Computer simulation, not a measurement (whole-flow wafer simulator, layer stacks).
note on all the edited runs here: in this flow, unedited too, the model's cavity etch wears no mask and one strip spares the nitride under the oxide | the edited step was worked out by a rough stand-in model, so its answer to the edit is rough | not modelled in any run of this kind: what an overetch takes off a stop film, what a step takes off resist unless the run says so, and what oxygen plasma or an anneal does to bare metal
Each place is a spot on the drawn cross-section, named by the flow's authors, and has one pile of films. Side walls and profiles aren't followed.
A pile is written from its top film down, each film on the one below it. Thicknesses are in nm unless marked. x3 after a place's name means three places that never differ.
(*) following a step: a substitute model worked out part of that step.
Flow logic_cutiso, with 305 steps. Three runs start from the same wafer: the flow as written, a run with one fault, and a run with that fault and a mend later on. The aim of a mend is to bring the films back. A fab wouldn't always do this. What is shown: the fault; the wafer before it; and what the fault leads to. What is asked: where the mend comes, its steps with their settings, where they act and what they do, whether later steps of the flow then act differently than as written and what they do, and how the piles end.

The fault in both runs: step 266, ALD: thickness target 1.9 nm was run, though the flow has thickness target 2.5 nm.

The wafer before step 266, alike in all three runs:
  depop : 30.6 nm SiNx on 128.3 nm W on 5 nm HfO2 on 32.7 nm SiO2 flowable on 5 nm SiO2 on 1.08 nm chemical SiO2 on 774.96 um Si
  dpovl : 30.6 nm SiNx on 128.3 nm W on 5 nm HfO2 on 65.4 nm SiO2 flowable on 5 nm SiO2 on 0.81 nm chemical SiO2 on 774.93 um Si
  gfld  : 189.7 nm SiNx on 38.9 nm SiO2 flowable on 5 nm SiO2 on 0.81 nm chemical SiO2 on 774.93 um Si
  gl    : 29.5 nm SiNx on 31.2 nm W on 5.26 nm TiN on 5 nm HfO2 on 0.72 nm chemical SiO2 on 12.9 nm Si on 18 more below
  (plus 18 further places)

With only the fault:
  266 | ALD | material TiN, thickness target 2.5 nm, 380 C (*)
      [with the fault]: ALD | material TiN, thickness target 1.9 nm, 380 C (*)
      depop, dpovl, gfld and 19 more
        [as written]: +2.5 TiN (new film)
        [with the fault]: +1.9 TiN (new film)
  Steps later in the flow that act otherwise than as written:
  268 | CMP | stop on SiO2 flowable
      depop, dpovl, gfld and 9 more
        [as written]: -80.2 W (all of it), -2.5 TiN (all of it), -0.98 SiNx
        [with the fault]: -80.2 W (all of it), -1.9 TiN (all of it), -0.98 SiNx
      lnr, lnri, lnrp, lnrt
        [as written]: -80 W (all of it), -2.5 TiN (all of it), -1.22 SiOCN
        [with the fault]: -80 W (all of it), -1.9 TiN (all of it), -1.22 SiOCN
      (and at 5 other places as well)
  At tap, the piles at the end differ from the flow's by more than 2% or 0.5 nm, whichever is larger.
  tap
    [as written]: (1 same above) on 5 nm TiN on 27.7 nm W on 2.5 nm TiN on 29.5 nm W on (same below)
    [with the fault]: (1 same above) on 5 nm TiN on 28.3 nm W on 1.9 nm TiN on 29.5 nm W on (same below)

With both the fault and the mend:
  The mend follows step 266.
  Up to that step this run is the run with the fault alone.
  266a | ALD | material TiN, thickness target 0.6 nm, 380 C (*) (the flow's step 266 again, with other settings)
      depop, dpovl, gfld and 19 more
        +0.6 TiN
  Later steps of the flow that are run all act as written at every place that is followed.
  By the end, the piles equal the flow's at every place that both follow.
